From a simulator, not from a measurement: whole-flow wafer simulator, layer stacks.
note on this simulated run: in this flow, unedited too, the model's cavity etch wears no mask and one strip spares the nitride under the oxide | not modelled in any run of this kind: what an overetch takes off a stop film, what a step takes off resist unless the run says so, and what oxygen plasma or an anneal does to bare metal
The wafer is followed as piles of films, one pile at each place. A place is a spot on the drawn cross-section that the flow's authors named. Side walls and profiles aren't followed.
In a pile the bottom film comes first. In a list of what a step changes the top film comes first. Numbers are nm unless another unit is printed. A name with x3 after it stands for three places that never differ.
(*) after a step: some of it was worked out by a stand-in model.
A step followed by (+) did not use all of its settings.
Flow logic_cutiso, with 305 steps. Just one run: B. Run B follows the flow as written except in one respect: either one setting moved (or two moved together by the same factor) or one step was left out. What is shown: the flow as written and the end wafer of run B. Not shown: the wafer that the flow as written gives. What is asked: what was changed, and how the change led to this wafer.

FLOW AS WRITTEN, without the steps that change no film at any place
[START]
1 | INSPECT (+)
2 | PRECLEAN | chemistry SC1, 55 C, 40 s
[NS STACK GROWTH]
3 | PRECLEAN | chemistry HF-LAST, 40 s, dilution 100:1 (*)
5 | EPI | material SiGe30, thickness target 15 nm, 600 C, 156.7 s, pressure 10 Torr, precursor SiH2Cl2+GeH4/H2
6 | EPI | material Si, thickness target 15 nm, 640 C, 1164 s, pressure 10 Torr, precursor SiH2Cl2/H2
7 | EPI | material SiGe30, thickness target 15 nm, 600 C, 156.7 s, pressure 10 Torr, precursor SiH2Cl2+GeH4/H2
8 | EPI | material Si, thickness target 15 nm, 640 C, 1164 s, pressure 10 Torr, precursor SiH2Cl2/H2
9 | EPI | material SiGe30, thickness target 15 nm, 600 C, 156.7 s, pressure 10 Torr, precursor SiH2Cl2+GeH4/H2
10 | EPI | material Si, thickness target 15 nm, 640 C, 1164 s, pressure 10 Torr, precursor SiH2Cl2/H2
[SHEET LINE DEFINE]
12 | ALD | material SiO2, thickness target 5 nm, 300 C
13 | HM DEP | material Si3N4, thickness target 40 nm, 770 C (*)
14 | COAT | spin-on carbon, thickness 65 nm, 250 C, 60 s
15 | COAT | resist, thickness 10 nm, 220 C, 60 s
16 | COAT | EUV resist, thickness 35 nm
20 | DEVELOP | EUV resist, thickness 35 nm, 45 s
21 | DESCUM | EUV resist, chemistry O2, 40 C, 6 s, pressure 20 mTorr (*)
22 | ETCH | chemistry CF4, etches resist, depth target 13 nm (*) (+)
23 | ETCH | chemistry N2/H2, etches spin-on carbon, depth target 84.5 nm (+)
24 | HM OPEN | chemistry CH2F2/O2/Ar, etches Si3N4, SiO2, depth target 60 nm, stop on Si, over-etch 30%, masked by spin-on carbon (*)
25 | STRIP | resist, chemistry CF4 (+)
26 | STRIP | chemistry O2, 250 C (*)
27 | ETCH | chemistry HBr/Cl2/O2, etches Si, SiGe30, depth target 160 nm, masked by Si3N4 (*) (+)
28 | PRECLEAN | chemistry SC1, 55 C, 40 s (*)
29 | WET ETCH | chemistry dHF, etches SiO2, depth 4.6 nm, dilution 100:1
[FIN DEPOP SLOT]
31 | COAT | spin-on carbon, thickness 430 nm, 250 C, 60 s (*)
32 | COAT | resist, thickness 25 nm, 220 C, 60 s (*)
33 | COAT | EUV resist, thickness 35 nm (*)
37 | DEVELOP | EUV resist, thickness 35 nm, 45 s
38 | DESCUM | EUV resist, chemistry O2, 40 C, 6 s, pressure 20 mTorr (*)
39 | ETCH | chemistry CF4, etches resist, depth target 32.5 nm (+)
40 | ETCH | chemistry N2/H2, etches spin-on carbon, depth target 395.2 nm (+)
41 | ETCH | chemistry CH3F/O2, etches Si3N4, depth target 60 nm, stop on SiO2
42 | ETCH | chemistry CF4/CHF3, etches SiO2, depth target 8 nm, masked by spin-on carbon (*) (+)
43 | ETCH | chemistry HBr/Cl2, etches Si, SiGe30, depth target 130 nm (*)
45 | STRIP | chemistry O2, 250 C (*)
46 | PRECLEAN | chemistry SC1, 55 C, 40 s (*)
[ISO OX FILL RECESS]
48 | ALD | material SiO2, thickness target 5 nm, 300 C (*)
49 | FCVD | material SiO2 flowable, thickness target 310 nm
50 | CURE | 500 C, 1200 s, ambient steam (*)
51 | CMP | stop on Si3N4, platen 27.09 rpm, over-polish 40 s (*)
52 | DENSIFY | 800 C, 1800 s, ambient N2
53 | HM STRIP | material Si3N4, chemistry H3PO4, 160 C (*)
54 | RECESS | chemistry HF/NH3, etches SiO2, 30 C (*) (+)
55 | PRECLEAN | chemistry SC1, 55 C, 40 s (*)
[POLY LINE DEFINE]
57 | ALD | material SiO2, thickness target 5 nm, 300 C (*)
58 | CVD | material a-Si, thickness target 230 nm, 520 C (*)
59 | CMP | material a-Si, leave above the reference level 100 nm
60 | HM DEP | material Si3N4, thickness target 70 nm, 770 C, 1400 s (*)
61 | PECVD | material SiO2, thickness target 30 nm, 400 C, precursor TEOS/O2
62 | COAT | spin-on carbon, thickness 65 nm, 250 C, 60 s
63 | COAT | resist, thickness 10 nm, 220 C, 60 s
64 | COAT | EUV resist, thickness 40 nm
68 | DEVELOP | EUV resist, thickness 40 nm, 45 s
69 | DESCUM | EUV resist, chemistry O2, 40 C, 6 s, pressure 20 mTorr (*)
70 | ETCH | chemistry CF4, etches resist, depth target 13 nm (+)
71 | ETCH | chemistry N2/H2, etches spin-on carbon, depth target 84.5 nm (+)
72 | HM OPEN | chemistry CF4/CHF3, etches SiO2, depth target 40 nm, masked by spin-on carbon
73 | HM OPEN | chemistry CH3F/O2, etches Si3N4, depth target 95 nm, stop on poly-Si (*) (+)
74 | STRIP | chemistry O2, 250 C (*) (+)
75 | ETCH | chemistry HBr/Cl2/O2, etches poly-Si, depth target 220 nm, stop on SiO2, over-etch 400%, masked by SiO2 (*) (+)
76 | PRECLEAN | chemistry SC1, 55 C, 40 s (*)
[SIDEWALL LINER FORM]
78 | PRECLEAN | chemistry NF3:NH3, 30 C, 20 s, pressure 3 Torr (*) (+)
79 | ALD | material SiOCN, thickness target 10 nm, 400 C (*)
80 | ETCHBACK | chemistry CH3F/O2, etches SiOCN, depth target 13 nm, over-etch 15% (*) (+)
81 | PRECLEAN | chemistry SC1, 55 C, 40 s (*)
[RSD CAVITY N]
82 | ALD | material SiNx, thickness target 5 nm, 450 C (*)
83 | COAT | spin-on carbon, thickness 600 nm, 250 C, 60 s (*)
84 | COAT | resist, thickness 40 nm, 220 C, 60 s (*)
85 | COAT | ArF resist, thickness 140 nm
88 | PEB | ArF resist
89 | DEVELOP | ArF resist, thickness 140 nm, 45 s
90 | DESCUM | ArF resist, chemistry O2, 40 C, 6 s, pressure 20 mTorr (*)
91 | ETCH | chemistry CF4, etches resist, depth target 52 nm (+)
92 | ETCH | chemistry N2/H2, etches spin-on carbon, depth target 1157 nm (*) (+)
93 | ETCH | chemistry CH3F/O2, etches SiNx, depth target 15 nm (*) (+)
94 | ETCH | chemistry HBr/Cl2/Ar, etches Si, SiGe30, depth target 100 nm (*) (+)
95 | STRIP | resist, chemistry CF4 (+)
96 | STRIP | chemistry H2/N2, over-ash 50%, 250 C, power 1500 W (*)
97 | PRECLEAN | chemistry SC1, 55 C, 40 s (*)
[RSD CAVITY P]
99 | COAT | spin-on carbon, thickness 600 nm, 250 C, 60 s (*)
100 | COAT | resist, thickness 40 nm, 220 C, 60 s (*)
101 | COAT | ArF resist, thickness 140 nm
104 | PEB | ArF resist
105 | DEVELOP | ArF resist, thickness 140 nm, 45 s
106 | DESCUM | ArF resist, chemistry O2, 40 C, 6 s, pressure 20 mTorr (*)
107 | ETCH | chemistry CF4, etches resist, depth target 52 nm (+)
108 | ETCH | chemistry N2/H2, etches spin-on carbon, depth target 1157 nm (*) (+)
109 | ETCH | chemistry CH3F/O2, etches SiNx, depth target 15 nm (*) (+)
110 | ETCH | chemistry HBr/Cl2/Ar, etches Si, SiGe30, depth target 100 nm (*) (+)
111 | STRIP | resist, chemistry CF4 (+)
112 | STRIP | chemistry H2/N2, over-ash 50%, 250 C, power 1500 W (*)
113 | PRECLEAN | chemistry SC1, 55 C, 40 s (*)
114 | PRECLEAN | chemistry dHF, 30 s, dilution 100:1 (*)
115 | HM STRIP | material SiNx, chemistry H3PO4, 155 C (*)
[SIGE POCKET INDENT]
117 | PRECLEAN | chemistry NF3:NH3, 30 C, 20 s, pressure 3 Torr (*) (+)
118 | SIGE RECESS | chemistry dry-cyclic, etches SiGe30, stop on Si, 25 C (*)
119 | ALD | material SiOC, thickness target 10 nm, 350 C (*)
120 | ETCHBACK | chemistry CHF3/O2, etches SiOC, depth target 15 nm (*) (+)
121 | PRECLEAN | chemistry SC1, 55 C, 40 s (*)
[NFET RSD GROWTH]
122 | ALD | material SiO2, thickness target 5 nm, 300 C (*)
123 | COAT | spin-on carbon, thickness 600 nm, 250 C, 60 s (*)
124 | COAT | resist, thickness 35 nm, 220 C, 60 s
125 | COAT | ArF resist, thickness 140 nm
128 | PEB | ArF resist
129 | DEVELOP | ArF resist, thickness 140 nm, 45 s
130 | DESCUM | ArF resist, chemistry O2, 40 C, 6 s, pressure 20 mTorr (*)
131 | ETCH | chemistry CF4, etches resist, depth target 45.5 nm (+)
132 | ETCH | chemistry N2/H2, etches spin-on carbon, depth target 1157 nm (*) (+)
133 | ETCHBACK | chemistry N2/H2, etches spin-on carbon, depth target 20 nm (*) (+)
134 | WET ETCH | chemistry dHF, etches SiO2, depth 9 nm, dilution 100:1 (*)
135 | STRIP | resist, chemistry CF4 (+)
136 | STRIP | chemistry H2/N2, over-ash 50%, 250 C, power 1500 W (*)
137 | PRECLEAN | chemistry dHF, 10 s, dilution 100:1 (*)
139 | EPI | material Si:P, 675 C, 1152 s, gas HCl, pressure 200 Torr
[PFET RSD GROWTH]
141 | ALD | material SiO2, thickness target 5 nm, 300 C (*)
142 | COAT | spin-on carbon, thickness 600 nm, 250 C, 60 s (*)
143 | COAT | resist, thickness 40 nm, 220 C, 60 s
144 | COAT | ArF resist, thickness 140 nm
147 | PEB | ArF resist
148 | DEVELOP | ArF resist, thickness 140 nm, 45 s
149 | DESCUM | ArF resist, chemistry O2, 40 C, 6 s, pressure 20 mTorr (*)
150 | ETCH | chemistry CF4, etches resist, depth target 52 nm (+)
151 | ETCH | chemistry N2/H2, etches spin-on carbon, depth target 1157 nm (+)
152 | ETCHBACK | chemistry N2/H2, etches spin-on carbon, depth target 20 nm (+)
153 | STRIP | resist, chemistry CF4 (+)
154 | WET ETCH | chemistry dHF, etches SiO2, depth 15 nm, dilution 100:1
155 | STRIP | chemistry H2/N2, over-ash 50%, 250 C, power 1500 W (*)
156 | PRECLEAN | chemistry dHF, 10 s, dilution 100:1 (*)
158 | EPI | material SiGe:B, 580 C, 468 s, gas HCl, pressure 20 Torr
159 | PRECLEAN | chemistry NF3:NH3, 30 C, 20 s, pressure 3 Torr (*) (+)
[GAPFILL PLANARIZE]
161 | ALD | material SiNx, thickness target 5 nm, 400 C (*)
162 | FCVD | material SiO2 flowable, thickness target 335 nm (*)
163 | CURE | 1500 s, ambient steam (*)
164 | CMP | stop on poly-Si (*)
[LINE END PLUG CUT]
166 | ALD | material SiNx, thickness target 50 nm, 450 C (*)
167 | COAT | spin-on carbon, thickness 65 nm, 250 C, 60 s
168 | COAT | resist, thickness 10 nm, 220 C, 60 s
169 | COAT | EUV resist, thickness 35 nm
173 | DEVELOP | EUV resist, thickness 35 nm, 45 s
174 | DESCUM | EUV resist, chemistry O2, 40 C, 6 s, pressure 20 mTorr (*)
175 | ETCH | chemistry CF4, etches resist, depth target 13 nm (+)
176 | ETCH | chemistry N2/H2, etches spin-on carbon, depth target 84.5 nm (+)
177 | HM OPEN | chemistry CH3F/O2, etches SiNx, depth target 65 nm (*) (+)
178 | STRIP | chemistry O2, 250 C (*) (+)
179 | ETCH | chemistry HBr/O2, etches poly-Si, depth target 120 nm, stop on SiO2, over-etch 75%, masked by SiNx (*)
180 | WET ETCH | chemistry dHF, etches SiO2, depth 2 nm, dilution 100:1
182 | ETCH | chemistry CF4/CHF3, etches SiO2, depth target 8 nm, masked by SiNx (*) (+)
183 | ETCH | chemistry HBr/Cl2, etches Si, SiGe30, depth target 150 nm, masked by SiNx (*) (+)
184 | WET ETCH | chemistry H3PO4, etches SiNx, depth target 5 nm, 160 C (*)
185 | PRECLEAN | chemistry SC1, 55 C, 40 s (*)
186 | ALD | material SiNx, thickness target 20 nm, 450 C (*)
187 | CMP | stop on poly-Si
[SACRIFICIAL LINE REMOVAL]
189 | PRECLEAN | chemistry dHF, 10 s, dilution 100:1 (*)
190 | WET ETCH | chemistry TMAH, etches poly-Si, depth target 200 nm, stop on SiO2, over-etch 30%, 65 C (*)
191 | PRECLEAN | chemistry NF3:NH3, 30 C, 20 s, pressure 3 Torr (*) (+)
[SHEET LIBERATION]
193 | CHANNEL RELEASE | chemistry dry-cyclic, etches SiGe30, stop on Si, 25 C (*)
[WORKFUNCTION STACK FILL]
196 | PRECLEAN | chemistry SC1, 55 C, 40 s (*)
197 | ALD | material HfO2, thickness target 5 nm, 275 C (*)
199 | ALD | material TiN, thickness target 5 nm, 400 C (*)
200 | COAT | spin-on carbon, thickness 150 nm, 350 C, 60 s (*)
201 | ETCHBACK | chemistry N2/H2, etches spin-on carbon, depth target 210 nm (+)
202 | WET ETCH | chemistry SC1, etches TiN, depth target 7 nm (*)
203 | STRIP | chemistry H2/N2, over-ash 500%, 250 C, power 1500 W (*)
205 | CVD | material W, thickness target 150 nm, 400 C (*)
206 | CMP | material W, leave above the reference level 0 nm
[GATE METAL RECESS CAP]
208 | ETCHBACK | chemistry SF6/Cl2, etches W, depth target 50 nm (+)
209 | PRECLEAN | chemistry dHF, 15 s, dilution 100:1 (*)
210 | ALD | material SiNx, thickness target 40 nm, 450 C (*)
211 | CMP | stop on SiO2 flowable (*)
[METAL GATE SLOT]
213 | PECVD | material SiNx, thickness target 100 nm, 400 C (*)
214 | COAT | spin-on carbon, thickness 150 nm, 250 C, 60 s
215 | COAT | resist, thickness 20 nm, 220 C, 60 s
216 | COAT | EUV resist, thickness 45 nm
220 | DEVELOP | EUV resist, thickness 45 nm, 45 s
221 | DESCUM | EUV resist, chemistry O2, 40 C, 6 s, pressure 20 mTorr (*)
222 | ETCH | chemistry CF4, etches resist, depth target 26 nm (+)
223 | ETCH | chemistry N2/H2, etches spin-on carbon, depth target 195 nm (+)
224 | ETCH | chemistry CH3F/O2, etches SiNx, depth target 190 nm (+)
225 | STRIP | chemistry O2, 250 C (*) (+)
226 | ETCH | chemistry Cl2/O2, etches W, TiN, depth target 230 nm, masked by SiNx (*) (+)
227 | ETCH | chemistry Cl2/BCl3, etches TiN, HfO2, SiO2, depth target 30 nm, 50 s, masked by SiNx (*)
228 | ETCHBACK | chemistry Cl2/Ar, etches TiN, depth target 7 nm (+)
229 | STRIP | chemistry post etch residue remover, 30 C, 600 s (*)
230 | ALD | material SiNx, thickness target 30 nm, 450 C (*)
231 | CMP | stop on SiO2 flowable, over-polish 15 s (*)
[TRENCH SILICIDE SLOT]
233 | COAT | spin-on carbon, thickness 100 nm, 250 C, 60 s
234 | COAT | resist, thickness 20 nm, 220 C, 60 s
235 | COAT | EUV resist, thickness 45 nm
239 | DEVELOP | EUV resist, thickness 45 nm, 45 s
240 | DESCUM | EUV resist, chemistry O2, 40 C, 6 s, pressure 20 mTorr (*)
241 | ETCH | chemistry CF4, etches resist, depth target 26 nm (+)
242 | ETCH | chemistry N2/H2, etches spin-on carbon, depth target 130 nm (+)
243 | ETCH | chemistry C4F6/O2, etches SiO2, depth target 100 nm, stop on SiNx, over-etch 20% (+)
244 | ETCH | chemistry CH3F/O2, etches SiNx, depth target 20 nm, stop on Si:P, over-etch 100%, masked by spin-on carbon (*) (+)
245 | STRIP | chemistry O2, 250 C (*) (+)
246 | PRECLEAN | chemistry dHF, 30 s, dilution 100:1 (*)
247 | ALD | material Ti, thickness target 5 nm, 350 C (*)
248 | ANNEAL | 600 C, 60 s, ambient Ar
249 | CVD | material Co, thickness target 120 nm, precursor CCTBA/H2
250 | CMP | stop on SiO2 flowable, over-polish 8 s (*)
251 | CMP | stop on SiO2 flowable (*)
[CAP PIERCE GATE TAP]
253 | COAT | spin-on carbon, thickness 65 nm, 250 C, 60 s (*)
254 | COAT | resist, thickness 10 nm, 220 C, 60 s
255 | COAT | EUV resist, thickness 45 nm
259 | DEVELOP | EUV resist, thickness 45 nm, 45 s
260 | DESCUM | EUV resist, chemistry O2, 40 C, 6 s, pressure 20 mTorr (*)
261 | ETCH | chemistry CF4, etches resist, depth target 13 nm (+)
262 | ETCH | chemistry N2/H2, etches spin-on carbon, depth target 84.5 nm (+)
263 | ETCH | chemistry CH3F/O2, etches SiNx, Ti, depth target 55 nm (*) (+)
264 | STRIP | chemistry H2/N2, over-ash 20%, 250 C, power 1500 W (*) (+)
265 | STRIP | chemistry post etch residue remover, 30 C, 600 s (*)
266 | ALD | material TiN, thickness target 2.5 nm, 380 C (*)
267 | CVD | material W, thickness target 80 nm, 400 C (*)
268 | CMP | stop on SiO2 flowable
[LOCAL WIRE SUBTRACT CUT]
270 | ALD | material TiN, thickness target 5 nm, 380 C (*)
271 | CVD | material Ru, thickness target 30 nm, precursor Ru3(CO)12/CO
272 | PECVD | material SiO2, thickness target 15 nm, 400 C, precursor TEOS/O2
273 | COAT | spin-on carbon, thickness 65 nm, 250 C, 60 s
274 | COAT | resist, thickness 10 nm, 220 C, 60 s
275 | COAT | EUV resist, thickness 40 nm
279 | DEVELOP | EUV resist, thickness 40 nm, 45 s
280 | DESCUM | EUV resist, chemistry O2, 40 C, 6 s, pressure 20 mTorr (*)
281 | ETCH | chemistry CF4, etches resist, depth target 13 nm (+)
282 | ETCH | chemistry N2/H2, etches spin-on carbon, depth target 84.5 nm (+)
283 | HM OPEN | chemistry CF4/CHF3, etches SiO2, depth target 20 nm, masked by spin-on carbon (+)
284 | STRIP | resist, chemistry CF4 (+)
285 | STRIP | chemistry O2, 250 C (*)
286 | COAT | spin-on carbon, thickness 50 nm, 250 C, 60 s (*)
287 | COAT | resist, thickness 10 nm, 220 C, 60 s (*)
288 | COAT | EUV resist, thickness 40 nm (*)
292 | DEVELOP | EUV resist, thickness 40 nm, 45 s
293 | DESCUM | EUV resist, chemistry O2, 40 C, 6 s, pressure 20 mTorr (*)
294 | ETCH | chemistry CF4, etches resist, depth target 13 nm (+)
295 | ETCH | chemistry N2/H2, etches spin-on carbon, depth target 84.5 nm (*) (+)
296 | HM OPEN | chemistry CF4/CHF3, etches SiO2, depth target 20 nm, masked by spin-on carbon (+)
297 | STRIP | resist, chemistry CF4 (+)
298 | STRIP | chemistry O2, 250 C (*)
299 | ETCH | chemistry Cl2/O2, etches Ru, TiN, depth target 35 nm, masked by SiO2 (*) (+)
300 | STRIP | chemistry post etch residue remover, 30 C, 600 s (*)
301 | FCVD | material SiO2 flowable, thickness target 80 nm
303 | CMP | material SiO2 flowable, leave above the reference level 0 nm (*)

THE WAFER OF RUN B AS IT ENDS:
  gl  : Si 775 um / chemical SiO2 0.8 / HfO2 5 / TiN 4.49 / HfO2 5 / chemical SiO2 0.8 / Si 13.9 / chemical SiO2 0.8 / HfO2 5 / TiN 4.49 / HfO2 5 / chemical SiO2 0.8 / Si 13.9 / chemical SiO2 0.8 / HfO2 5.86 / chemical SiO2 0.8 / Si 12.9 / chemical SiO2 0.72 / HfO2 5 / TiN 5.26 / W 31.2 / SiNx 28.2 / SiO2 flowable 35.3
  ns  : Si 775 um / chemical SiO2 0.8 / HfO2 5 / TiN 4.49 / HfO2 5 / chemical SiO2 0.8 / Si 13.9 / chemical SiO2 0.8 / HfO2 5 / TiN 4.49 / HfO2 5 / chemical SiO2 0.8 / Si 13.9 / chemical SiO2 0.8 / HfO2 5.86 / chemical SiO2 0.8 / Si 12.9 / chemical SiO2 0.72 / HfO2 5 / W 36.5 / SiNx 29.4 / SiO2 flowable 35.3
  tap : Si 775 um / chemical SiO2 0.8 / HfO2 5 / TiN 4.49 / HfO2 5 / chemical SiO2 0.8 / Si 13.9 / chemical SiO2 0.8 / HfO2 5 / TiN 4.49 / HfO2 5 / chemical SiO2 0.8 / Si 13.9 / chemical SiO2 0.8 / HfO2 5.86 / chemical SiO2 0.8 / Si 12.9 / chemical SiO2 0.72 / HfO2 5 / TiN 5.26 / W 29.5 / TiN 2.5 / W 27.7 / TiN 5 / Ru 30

The reason: step 9, EPI: 66.6 s was run, while the flow as written has 156.7 s.

Step by step, how the change led to this:
  9 | EPI | material SiGe30, thickness target 15 nm, 600 C, 156.7 s, pressure 10 Torr, precursor SiH2Cl2+GeH4/H2
      depop, dpovl, gfld and 19 more: SiGe30 gains 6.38 (new film) (in the flow as written it would be: SiGe30 gains 15 (new film))
  27 | ETCH | chemistry HBr/Cl2/O2, etches Si, SiGe30, depth target 160 nm, masked by Si3N4 (*) (+)
      gfld, gxf, iso, lnri: chemical SiO2 loses 0.79 (all of it), Si loses 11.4 (all of it), SiGe30 loses 6.38 (all of it), Si loses 15 (all of it), SiGe30 loses 15 (all of it), Si loses 15 (all of it), SiGe30 loses 15 (all of it), Si loses 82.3 (in the flow as written it would be: chemical SiO2 loses 0.79 (all of it), Si loses 11.4 (all of it), SiGe30 loses 15 (all of it), Si loses 15 (all of it), SiGe30 loses 15 (all of it), Si loses 15 (all of it), SiGe30 loses 15 (all of it), Si loses 73.6)
      dpovl, nsgap: chemical SiO2 loses 0.79 (all of it), Si loses 11.8 (all of it), SiGe30 loses 6.38 (all of it), Si loses 15 (all of it), SiGe30 loses 15 (all of it), Si loses 15 (all of it), SiGe30 loses 15 (all of it), Si loses 81.9 (in the flow as written it would be: chemical SiO2 loses 0.79 (all of it), Si loses 11.8 (all of it), SiGe30 loses 15 (all of it), Si loses 15 (all of it), SiGe30 loses 15 (all of it), Si loses 15 (all of it), SiGe30 loses 15 (all of it), Si loses 73.2)
      (as well as at 1 more place)
  43 | ETCH | chemistry HBr/Cl2, etches Si, SiGe30, depth target 130 nm (*)
      depop: Si loses 14 (all of it), SiGe30 loses 6.38 (all of it), Si loses 15 (all of it), SiGe30 loses 15 (all of it), Si loses 15 (all of it), SiGe30 loses 15 (all of it), Si loses 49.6 (in the flow as written it would be: Si loses 14 (all of it), SiGe30 loses 15 (all of it), Si loses 15 (all of it), SiGe30 loses 15 (all of it), Si loses 15 (all of it), SiGe30 loses 15 (all of it), Si loses 41)
  94 | ETCH | chemistry HBr/Cl2/Ar, etches Si, SiGe30, depth target 100 nm (*) (+)
      rsdn, rsdx: chemical SiO2 loses 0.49 (all of it), Si loses 12.8 (all of it), SiGe30 loses 6.38 (all of it), Si loses 15 (all of it), SiGe30 loses 15 (all of it), Si loses 15 (all of it), SiGe30 loses 15 (all of it), Si loses 20.8 (in the flow as written it would be: chemical SiO2 loses 0.49 (all of it), Si loses 12.8 (all of it), SiGe30 loses 15 (all of it), Si loses 15 (all of it), SiGe30 loses 15 (all of it), Si loses 15 (all of it), SiGe30 loses 15 (all of it), Si loses 12.2)
  110 | ETCH | chemistry HBr/Cl2/Ar, etches Si, SiGe30, depth target 100 nm (*) (+)
      rsdp, rsdw: chemical SiO2 loses 0.49 (all of it), Si loses 12.8 (all of it), SiGe30 loses 6.38 (all of it), Si loses 15 (all of it), SiGe30 loses 15 (all of it), Si loses 15 (all of it), SiGe30 loses 15 (all of it), Si loses 20.8 (in the flow as written it would be: chemical SiO2 loses 0.49 (all of it), Si loses 12.8 (all of it), SiGe30 loses 15 (all of it), Si loses 15 (all of it), SiGe30 loses 15 (all of it), Si loses 15 (all of it), SiGe30 loses 15 (all of it), Si loses 12.2)
  118 | SIGE RECESS | chemistry dry-cyclic, etches SiGe30, stop on Si, 25 C (*)
      lnr, lnrp, lnrt: SiOCN loses 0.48, Si loses 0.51, cavity gains 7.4 (new film), SiGe30 loses 6.38 (all of it), Si loses 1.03, cavity gains 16 (new film), SiGe30 loses 15 (all of it), Si loses 1.03, cavity gains 16 (new film), SiGe30 loses 15 (all of it), Si loses 0.51 (in the flow as written it would be: SiOCN loses 0.48, Si loses 0.51, cavity gains 16 (new film), SiGe30 loses 15 (all of it), Si loses 1.03, cavity gains 16 (new film), SiGe30 loses 15 (all of it), Si loses 1.03, cavity gains 16 (new film), SiGe30 loses 15 (all of it), Si loses 0.51)
  119 | ALD | material SiOC, thickness target 10 nm, 350 C (*)
      lnr, lnrp, lnrt: SiOC gains 10 (new film), SiOC gains 7.4 (new film), cavity loses 7.4 (all of it), SiOC gains 16 (new film), cavity loses 16 (all of it), SiOC gains 16 (new film), cavity loses 16 (all of it) (in the flow as written it would be: SiOC gains 10 (new film), SiOC gains 16 (new film), cavity loses 16 (all of it), SiOC gains 16 (new film), cavity loses 16 (all of it), SiOC gains 16 (new film), cavity loses 16 (all of it))
  183 | ETCH | chemistry HBr/Cl2, etches Si, SiGe30, depth target 150 nm, masked by SiNx (*) (+)
      plug: Si loses 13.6 (all of it), SiGe30 loses 6.38 (all of it), Si loses 15 (all of it), SiGe30 loses 15 (all of it), Si loses 15 (all of it), SiGe30 loses 15 (all of it), Si loses 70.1 (in the flow as written it would be: Si loses 13.6 (all of it), SiGe30 loses 15 (all of it), Si loses 15 (all of it), SiGe30 loses 15 (all of it), Si loses 15 (all of it), SiGe30 loses 15 (all of it), Si loses 61.4)
  193 | CHANNEL RELEASE | chemistry dry-cyclic, etches SiGe30, stop on Si, 25 C (*)
      gl, glp, gxn, gxp, ns, tap: chemical SiO2 gains 0.8 (new film), Si loses 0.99, chemical SiO2 gains 0.8 (new film), cavity gains 5.86 (new film), chemical SiO2 gains 0.8 (new film), SiGe30 loses 6.38 (all of it), Si loses 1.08, chemical SiO2 gains 0.8 (new film), cavity gains 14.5 (new film), chemical SiO2 gains 0.8 (new film), SiGe30 loses 15 (all of it), Si loses 1.08, chemical SiO2 gains 0.8 (new film), cavity gains 14.5 (new film), chemical SiO2 gains 0.8 (new film), SiGe30 loses 15 (all of it), Si loses 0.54 (in the flow as written it would be: chemical SiO2 gains 0.8 (new film), Si loses 0.99, chemical SiO2 gains 0.8 (new film), cavity gains 14.5 (new film), chemical SiO2 gains 0.8 (new film), SiGe30 loses 15 (all of it), Si loses 1.08, chemical SiO2 gains 0.8 (new film), cavity gains 14.5 (new film), chemical SiO2 gains 0.8 (new film), SiGe30 loses 15 (all of it), Si loses 1.08, chemical SiO2 gains 0.8 (new film), cavity gains 14.5 (new film), chemical SiO2 gains 0.8 (new film), SiGe30 loses 15 (all of it), Si loses 0.54)
  197 | ALD | material HfO2, thickness target 5 nm, 275 C (*)
      gl, glp, gxn, gxp, ns, tap: HfO2 gains 5 (new film), HfO2 gains 5.86 (new film), cavity loses 5.86 (all of it), HfO2 gains 5 (new film), cavity loses 10, HfO2 gains 5 (new film), HfO2 gains 5 (new film), cavity loses 10, HfO2 gains 5 (new film) (in the flow as written it would be: HfO2 gains 5 (new film), HfO2 gains 5 (new film), cavity loses 10, HfO2 gains 5 (new film), HfO2 gains 5 (new film), cavity loses 10, HfO2 gains 5 (new film), HfO2 gains 5 (new film), cavity loses 10, HfO2 gains 5 (new film))
  199 | ALD | material TiN, thickness target 5 nm, 400 C (*)
      gl, glp, tap: TiN gains 5.26 (new film), TiN gains 4.49 (new film), cavity loses 4.49 (all of it), TiN gains 4.49 (new film), cavity loses 4.49 (all of it) (in the flow as written it would be: TiN gains 5.26 (new film), TiN gains 4.49 (new film), cavity loses 4.49 (all of it), TiN gains 4.49 (new film), cavity loses 4.49 (all of it), TiN gains 4.49 (new film), cavity loses 4.49 (all of it))
      gxn, gxp, ns: TiN gains 5 (new film), TiN gains 4.49 (new film), cavity loses 4.49 (all of it), TiN gains 4.49 (new film), cavity loses 4.49 (all of it) (in the flow as written it would be: TiN gains 5 (new film), TiN gains 4.49 (new film), cavity loses 4.49 (all of it), TiN gains 4.49 (new film), cavity loses 4.49 (all of it), TiN gains 4.49 (new film), cavity loses 4.49 (all of it))
Taking metal films that touch as one body, gl has 3 bodies (between them, from the top down: HfO2 5 / chemical SiO2 0.72 / Si 12.9 / chemical SiO2 0.8 / HfO2 5.86 / chemical SiO2 0.8 / Si 13.9 / chemical SiO2 0.8 / HfO2 5; HfO2 5 / chemical SiO2 0.8 / Si 13.9 / chemical SiO2 0.8 / HfO2 5); the flow as written gives 4 bodies (between them, from the top down: HfO2 5 / chemical SiO2 0.72 / Si 12.9 / chemical SiO2 0.8 / HfO2 5; HfO2 5 / chemical SiO2 0.8 / Si 13.9 / chemical SiO2 0.8 / HfO2 5; HfO2 5 / chemical SiO2 0.8 / Si 13.9 / chemical SiO2 0.8 / HfO2 5).
Taking metal films that touch as one body, ns has 3 bodies (between them, from the top down: HfO2 5 / chemical SiO2 0.72 / Si 12.9 / chemical SiO2 0.8 / HfO2 5.86 / chemical SiO2 0.8 / Si 13.9 / chemical SiO2 0.8 / HfO2 5; HfO2 5 / chemical SiO2 0.8 / Si 13.9 / chemical SiO2 0.8 / HfO2 5); the flow as written gives 4 bodies (between them, from the top down: HfO2 5 / chemical SiO2 0.72 / Si 12.9 / chemical SiO2 0.8 / HfO2 5; HfO2 5 / chemical SiO2 0.8 / Si 13.9 / chemical SiO2 0.8 / HfO2 5; HfO2 5 / chemical SiO2 0.8 / Si 13.9 / chemical SiO2 0.8 / HfO2 5).
Taking metal films that touch as one body, tap has 3 bodies (between them, from the top down: HfO2 5 / chemical SiO2 0.72 / Si 12.9 / chemical SiO2 0.8 / HfO2 5.86 / chemical SiO2 0.8 / Si 13.9 / chemical SiO2 0.8 / HfO2 5; HfO2 5 / chemical SiO2 0.8 / Si 13.9 / chemical SiO2 0.8 / HfO2 5); the flow as written gives 4 bodies (between them, from the top down: HfO2 5 / chemical SiO2 0.72 / Si 12.9 / chemical SiO2 0.8 / HfO2 5; HfO2 5 / chemical SiO2 0.8 / Si 13.9 / chemical SiO2 0.8 / HfO2 5; HfO2 5 / chemical SiO2 0.8 / Si 13.9 / chemical SiO2 0.8 / HfO2 5).
